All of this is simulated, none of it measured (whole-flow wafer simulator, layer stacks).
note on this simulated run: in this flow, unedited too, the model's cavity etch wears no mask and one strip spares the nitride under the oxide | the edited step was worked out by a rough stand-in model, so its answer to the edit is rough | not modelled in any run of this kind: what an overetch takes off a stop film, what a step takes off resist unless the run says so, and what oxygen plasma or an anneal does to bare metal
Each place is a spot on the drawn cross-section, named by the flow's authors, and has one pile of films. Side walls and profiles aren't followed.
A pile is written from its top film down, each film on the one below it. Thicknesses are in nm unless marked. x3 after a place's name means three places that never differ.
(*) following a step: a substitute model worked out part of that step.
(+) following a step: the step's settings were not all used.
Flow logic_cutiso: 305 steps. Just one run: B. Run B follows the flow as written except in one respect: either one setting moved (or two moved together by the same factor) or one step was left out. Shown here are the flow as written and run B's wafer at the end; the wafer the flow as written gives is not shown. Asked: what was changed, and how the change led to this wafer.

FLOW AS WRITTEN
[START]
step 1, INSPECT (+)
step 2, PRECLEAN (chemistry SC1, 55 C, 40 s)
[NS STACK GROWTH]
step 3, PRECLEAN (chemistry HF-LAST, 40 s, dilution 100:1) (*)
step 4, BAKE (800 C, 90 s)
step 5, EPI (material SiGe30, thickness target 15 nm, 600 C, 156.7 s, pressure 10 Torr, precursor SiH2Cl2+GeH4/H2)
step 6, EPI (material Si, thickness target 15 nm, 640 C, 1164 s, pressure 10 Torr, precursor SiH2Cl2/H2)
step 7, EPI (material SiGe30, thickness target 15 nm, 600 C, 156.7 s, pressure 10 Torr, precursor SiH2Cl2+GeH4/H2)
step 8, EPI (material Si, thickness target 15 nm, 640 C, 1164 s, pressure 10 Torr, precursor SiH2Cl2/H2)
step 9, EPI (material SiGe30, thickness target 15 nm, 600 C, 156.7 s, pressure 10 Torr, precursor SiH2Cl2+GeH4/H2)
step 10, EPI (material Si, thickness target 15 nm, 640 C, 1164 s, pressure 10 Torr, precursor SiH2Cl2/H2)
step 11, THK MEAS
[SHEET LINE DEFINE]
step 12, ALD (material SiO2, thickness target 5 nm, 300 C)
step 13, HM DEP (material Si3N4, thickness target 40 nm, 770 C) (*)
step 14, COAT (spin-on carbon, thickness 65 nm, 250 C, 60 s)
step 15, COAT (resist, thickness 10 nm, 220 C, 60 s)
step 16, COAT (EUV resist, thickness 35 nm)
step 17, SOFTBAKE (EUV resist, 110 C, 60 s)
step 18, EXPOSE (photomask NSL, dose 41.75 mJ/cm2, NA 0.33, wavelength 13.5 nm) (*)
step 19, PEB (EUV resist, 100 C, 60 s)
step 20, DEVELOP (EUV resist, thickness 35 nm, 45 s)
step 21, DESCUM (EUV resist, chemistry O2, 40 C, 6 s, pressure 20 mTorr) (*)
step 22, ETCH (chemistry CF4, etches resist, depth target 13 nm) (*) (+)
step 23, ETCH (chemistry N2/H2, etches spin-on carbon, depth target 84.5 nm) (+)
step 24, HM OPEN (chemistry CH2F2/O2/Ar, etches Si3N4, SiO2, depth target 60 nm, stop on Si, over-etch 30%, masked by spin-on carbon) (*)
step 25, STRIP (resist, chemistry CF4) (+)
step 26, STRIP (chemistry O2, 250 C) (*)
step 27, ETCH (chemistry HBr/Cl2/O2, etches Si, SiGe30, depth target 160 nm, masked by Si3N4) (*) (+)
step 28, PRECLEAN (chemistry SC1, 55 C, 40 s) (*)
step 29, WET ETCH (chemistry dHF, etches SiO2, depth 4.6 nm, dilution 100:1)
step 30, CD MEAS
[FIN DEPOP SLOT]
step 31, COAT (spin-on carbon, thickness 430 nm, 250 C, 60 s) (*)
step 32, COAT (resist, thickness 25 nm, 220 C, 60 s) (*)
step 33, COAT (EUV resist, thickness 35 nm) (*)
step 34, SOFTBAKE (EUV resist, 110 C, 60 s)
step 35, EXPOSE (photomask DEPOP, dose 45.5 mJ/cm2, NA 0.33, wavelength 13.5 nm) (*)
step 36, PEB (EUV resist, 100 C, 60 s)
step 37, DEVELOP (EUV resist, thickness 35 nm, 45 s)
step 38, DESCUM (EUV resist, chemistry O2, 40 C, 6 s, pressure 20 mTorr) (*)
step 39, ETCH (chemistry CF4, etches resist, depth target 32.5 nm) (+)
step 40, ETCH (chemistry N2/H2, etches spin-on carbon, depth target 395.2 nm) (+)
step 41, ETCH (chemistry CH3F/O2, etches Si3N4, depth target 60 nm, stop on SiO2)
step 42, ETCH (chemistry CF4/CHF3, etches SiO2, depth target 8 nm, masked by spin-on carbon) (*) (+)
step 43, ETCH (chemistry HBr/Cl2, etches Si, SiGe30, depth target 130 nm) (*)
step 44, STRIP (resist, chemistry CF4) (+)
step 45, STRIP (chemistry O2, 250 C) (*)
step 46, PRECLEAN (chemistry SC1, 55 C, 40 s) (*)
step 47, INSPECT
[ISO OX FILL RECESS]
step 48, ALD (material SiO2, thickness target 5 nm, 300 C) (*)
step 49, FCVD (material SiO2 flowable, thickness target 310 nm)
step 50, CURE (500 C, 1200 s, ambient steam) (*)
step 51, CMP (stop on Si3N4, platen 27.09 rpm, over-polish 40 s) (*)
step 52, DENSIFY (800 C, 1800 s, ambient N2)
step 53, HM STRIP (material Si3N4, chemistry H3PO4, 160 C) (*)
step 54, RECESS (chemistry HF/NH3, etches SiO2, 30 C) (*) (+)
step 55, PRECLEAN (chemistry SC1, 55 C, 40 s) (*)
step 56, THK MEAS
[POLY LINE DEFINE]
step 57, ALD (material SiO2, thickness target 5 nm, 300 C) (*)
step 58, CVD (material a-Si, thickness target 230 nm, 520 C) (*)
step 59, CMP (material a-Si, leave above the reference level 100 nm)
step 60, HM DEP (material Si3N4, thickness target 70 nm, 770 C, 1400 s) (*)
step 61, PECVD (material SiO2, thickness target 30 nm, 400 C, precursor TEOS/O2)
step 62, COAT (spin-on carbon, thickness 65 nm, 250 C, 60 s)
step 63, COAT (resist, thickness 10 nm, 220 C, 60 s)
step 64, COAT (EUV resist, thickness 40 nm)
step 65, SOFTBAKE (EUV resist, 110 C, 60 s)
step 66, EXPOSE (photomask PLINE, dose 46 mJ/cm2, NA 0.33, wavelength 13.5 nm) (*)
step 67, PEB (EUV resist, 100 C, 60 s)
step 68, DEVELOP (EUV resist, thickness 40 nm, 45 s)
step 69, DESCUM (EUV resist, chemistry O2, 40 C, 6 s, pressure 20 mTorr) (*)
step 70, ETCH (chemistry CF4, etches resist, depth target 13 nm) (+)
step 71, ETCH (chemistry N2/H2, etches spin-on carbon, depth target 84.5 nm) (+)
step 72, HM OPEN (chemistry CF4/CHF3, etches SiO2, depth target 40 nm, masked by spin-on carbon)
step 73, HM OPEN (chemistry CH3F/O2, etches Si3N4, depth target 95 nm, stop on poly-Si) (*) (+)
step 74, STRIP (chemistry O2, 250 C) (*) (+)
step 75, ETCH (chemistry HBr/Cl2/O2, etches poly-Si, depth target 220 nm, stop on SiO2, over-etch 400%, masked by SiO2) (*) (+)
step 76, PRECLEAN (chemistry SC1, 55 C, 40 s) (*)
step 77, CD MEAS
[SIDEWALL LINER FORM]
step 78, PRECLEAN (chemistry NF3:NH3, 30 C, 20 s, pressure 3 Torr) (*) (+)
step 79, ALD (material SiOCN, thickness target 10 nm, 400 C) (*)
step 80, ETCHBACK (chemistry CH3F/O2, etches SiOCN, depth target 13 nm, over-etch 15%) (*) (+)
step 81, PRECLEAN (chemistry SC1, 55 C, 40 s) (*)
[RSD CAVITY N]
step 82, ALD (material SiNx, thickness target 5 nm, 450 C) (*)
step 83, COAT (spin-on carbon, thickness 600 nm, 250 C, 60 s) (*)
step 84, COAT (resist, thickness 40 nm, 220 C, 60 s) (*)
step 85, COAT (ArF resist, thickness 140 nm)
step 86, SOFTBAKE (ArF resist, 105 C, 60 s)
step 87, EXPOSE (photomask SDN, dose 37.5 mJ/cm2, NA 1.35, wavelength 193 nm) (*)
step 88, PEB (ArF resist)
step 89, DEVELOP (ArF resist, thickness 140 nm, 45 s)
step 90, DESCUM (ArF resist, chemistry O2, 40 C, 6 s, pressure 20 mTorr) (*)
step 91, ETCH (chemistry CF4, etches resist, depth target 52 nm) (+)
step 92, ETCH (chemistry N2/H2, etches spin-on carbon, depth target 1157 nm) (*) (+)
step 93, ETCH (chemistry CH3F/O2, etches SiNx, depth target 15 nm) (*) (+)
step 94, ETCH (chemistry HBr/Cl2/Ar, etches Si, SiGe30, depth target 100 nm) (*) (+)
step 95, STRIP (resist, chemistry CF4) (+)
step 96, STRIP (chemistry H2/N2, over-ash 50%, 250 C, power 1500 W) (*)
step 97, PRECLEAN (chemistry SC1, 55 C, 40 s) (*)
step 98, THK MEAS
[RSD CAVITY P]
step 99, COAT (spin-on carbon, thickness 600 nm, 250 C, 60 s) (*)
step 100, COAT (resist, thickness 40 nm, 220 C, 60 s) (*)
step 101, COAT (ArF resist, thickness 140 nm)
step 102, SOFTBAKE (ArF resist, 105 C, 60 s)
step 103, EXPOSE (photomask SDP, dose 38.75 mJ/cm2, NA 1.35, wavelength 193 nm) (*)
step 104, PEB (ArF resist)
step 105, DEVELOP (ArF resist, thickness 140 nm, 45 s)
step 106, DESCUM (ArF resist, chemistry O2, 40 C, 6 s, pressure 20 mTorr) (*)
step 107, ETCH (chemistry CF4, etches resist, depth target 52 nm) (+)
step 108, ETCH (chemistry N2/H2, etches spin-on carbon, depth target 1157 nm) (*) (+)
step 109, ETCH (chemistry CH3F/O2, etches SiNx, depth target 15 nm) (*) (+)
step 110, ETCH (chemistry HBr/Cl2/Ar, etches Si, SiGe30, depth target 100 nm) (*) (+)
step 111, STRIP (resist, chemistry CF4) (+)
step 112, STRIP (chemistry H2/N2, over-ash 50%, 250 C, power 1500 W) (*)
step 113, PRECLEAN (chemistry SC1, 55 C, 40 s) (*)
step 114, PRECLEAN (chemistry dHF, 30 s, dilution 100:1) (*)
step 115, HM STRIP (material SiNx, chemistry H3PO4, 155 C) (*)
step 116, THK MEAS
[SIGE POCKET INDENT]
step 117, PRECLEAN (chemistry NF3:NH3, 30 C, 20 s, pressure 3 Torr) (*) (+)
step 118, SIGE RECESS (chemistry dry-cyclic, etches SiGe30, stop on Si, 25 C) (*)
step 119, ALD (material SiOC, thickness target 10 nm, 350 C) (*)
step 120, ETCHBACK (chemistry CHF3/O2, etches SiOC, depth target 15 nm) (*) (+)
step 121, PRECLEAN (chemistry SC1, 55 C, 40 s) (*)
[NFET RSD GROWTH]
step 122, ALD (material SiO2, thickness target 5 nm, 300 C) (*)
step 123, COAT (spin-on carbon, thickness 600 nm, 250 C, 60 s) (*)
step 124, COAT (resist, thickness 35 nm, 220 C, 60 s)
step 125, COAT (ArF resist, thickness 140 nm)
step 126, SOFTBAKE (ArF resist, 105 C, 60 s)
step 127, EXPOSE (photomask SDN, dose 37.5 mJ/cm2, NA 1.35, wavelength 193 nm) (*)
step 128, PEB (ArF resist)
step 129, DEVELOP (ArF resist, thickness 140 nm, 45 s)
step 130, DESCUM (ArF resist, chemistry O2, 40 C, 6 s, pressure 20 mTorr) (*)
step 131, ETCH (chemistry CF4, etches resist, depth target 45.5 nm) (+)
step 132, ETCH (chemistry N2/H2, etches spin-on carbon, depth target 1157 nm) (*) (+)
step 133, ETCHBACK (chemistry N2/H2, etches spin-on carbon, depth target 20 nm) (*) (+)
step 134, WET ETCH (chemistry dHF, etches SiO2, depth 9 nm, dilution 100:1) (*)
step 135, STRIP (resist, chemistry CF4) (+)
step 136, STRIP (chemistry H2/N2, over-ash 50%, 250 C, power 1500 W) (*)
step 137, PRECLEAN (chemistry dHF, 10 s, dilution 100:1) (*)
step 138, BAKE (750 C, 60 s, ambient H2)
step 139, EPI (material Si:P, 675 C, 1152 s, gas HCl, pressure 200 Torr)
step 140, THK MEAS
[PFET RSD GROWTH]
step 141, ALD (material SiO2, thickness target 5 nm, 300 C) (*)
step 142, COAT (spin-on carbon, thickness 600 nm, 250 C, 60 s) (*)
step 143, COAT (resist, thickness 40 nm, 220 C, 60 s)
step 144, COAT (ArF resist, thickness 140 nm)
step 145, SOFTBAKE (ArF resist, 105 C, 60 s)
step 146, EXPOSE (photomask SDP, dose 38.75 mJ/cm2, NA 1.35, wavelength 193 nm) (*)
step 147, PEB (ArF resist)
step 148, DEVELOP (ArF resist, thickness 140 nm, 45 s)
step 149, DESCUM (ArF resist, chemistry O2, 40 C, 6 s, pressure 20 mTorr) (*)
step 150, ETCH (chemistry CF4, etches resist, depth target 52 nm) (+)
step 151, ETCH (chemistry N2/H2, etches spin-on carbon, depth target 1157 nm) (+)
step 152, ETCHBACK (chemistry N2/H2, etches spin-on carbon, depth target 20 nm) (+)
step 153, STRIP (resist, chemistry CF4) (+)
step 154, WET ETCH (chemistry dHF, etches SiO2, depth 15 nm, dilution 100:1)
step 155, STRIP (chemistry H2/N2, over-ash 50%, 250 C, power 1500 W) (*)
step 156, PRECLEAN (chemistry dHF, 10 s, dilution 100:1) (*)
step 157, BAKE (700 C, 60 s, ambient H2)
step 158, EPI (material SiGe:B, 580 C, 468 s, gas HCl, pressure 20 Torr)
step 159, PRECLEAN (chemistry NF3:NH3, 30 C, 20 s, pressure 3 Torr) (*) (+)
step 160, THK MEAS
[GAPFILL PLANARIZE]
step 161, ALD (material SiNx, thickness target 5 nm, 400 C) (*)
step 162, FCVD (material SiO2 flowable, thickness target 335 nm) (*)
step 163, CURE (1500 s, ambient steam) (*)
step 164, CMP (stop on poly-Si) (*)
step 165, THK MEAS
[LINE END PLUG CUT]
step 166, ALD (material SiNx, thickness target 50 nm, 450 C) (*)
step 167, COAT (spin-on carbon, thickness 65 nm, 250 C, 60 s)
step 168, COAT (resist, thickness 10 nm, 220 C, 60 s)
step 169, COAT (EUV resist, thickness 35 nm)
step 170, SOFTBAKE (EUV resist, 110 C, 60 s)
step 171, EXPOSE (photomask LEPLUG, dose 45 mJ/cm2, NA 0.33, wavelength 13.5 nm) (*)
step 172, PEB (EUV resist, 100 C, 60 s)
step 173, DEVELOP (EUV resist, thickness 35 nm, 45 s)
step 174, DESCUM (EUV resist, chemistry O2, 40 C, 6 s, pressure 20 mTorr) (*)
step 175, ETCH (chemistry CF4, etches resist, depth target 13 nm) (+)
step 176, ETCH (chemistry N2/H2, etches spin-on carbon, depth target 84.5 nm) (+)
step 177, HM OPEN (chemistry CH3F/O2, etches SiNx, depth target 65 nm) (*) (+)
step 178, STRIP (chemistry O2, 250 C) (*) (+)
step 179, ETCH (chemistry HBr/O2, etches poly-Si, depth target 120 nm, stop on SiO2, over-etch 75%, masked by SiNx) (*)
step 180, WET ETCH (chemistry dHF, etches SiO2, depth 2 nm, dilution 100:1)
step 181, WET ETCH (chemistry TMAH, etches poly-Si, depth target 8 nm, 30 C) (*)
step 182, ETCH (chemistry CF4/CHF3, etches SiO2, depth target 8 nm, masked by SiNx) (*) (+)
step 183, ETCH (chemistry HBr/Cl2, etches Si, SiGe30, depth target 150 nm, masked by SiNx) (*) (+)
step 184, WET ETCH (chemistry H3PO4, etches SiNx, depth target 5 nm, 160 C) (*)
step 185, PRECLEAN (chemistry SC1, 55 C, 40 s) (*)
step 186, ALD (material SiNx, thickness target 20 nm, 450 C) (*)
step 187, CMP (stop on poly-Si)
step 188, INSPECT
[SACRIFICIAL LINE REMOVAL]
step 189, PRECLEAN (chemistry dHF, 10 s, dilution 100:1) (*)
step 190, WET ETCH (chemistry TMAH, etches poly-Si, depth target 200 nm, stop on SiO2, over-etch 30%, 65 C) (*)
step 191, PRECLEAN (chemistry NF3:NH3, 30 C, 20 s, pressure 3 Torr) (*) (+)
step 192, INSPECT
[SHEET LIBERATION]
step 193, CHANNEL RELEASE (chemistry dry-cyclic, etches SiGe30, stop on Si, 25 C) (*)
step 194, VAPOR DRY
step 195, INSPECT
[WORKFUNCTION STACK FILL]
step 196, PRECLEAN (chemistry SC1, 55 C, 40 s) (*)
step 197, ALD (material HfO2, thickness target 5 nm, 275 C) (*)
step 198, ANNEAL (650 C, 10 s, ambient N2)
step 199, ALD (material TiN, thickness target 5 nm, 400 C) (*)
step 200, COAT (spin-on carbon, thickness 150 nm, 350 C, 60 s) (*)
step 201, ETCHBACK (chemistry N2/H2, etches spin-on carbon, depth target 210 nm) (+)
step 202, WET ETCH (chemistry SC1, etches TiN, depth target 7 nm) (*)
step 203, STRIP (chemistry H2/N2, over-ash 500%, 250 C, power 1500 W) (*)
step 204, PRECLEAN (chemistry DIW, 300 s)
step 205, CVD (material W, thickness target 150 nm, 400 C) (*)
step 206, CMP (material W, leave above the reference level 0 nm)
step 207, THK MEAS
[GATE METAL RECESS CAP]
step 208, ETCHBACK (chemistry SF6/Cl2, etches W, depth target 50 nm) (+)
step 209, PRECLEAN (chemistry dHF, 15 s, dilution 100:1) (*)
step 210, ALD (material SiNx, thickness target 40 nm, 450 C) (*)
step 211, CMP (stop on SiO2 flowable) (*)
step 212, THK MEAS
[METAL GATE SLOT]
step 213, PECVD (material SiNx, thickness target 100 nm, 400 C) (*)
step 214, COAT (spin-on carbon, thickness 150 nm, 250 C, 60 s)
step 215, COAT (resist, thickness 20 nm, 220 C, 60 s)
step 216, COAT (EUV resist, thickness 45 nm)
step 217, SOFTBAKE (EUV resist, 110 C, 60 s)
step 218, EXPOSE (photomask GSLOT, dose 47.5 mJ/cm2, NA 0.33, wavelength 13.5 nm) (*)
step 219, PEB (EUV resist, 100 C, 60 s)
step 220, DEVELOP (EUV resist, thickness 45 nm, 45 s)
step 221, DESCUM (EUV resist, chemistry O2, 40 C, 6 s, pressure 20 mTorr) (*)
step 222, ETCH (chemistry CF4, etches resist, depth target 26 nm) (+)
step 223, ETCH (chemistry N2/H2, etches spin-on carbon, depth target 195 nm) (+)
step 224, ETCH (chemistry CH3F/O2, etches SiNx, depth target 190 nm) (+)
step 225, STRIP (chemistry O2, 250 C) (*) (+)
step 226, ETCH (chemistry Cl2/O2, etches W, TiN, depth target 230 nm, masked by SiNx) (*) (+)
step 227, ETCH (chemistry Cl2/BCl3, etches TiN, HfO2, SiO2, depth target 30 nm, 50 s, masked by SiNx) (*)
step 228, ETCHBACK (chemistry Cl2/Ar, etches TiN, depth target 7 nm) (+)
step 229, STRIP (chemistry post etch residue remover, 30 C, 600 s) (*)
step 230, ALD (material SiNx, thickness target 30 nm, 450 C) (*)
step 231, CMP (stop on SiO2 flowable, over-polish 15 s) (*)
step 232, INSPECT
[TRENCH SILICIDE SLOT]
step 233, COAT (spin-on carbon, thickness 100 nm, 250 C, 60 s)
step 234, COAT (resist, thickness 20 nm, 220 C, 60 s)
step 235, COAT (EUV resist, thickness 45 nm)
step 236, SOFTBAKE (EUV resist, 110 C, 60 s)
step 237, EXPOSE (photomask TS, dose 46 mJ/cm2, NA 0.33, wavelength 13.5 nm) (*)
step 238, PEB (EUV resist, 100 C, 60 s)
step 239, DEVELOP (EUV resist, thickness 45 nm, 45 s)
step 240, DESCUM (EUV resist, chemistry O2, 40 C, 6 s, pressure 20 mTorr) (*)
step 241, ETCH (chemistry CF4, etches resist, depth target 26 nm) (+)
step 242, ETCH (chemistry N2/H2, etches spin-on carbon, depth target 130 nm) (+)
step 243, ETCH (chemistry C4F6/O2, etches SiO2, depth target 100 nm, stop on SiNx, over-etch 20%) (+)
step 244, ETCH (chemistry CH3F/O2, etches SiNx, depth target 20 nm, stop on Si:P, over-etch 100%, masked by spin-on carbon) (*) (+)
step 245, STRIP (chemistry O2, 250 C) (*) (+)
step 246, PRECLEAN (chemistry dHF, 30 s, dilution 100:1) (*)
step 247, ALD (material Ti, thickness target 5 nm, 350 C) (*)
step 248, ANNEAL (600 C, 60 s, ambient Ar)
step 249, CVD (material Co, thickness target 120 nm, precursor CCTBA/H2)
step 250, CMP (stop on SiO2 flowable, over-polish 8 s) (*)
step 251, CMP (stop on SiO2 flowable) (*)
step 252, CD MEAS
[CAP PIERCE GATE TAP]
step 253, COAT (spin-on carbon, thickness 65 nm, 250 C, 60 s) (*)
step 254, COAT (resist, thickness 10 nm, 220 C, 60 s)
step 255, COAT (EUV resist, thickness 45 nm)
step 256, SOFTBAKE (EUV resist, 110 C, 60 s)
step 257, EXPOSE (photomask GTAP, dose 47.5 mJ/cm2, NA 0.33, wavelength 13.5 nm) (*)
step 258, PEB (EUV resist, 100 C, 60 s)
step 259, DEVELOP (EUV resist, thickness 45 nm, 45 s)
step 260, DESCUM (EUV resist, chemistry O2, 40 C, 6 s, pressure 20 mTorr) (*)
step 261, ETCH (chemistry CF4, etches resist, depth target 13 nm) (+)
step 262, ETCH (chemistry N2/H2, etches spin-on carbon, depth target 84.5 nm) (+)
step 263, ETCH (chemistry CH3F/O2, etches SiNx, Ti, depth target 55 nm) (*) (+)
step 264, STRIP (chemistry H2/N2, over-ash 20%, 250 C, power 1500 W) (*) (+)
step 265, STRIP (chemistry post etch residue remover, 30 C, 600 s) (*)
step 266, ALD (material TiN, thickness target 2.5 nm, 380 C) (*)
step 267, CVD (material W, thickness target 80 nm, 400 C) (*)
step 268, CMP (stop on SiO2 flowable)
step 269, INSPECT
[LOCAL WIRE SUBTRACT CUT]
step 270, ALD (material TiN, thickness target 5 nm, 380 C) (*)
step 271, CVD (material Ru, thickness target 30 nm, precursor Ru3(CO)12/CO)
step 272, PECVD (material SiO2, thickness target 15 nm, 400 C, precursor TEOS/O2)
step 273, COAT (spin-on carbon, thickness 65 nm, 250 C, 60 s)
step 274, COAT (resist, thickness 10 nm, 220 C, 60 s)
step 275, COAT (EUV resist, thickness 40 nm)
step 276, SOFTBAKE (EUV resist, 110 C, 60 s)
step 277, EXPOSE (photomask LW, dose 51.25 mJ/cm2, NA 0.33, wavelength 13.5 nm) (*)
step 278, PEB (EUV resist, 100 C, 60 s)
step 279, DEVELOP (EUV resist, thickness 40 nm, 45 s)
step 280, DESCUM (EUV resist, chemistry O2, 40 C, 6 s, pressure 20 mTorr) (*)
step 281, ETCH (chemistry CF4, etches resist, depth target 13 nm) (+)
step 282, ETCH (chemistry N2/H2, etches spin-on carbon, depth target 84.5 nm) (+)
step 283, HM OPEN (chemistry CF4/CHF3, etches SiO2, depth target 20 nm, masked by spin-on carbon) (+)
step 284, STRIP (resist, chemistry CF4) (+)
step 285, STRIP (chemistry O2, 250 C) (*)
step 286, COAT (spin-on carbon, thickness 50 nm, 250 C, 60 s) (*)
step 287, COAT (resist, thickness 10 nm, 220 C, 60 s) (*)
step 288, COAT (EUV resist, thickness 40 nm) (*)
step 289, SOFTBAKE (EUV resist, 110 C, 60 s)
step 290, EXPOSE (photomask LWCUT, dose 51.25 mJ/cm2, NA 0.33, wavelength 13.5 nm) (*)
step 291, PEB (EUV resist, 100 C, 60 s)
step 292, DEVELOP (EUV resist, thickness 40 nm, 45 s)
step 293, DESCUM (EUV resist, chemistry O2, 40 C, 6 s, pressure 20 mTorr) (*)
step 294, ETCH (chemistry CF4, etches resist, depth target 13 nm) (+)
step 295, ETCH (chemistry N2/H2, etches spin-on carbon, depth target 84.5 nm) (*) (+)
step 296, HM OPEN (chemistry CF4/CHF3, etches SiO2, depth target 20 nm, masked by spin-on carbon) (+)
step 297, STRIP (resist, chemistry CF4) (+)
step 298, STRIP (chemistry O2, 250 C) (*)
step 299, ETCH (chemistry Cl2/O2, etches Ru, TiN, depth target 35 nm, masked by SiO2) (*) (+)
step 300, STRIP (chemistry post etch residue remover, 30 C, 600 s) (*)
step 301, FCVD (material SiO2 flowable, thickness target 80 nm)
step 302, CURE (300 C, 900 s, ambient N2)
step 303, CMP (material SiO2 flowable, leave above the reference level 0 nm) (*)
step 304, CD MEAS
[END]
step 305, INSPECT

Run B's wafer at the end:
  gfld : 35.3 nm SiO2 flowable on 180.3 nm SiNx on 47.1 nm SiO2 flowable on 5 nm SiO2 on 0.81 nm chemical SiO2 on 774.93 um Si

The reason: step 227, ETCH: depth target 21.8 nm was run, though the flow has depth target 30 nm; step 227, ETCH: 36.2 s was run, where the flow has 50 s.

The path from the change to this, step by step:
  step 227, ETCH (chemistry Cl2/BCl3, etches TiN, HfO2, SiO2, depth target 30 nm, 50 s, masked by SiNx) (*)
      depop, dpovl, gl and 18 more: SiNx loses 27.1 (it would be, as written: SiNx loses 37.4)
      gfld: HfO2 loses 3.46 (all of it), SiO2 flowable loses 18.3 (it would be, as written: HfO2 loses 3.46 (all of it), SiO2 flowable loses 26.5)
  step 231, CMP (stop on SiO2 flowable, over-polish 15 s) (*)
      depop, dpovl, gfld and 10 more: SiNx loses 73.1 (it would be, as written: SiNx loses 62.7)
      lnr, lnri, lnrp, lnrt: SiNx loses 71.3 (all of it), SiOCN loses 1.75 (it would be, as written: SiNx loses 61 (all of it), SiOCN loses 1.75)
      (also at 5 further places)
